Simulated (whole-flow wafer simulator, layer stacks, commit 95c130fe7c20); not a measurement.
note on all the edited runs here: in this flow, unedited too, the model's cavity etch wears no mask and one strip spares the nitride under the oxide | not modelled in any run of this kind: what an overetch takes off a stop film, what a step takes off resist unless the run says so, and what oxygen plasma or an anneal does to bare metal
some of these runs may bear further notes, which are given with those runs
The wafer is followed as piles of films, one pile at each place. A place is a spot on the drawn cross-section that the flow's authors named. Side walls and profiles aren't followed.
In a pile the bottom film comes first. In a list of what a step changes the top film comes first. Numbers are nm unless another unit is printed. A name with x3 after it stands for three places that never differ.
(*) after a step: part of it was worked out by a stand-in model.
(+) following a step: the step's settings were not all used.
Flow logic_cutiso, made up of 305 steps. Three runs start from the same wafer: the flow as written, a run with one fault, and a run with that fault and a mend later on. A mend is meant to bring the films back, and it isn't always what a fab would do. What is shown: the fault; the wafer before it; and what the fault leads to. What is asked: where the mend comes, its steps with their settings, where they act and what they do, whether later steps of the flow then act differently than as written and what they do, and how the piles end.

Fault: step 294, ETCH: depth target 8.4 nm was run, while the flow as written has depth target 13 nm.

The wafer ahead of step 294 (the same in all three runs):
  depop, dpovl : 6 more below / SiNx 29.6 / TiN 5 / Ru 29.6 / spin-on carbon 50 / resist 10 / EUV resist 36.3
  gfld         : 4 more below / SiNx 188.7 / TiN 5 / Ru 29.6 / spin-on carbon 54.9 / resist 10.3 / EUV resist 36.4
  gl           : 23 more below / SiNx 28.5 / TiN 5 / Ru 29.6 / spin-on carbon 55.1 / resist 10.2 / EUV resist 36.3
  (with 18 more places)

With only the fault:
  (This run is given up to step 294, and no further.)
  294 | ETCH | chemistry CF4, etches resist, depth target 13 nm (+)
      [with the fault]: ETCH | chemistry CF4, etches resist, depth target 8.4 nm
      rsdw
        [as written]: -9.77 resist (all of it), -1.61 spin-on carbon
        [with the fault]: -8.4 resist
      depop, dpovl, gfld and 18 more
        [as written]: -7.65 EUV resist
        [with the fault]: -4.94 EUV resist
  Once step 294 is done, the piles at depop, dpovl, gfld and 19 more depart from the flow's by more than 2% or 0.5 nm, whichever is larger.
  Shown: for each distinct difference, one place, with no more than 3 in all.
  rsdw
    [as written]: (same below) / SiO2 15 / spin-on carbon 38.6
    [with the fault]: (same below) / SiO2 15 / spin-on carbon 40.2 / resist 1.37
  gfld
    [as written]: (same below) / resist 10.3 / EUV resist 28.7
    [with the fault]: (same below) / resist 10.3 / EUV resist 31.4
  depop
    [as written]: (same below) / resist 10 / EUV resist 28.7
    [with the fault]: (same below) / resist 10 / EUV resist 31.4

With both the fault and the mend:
  After step 294 comes the mend.
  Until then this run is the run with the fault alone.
  294a | ETCH | chemistry CF4, etches resist, depth target 4.6 nm (*) (+) (the flow's step 294 again, with other settings)
      depop, dpovl, gfld and 18 more
        -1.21 EUV resist
      rsdw
        -1.37 resist (all of it), -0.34 spin-on carbon
  Steps later in the flow that act otherwise than as written (not shown: 2 more steps that differ only slightly, by at most 2% or 0.5 nm, whichever is larger):
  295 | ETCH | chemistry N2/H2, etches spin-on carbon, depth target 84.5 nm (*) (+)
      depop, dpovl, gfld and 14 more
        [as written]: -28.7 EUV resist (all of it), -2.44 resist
        [with the mend]: -30.2 EUV resist (all of it), -2.5 resist
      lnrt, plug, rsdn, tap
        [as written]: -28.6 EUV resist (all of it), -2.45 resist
        [with the mend]: -30.1 EUV resist (all of it), -2.5 resist
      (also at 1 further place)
  The piles end the same as the flow's at every place that both follow.
